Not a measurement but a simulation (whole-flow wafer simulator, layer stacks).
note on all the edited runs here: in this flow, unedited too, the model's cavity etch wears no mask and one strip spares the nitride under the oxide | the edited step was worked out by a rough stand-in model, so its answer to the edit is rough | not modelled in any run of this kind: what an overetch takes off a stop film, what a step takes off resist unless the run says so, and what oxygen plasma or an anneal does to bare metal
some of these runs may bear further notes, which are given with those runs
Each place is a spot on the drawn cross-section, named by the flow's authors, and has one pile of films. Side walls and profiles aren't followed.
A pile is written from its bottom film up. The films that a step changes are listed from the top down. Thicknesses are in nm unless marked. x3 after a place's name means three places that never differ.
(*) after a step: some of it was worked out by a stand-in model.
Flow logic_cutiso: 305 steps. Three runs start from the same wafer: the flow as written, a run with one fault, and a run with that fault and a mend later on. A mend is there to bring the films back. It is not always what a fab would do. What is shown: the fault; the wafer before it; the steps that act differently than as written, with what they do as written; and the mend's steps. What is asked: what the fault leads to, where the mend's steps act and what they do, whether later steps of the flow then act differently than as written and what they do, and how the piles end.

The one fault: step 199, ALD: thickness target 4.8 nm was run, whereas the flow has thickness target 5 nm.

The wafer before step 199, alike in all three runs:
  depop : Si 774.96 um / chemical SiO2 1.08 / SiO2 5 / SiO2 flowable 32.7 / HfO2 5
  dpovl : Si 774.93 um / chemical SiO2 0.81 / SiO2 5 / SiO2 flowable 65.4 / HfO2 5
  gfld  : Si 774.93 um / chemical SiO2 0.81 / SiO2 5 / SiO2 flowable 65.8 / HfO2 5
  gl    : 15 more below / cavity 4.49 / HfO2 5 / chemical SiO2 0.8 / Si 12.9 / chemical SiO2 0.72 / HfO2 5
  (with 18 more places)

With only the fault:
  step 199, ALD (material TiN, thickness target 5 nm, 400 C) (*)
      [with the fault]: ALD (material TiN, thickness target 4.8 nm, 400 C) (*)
      does the same as it does as written at each place that is followed, but for slight differences, by at most 2% or 0.5 nm, whichever is larger
  Steps later in the flow that act otherwise than as written (6 more steps, not shown, differ only slightly: by at most 2% or 0.5 nm, whichever is larger):
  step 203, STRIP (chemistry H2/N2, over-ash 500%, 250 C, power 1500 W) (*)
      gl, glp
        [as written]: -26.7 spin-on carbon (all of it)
        [with the fault]: -26.1 spin-on carbon (all of it)
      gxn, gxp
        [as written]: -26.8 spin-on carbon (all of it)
        [with the fault]: -26.2 spin-on carbon (all of it)
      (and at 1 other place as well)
  When the end is reached, the piles differ only a little from the flow's at the places that both follow, at most by 2% or 0.5 nm, whichever is larger.

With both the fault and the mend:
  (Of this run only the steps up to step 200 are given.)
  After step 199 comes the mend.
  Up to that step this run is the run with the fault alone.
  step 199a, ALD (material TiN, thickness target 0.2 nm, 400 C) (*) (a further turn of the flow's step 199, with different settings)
      depop, dpovl, gfld and 19 more
        +0.2 TiN
  Every later step of the flow up to step 200 that is run acts as written at every place that is followed.
  The piles after step 200 are the same as the flow's at every place that both follow.
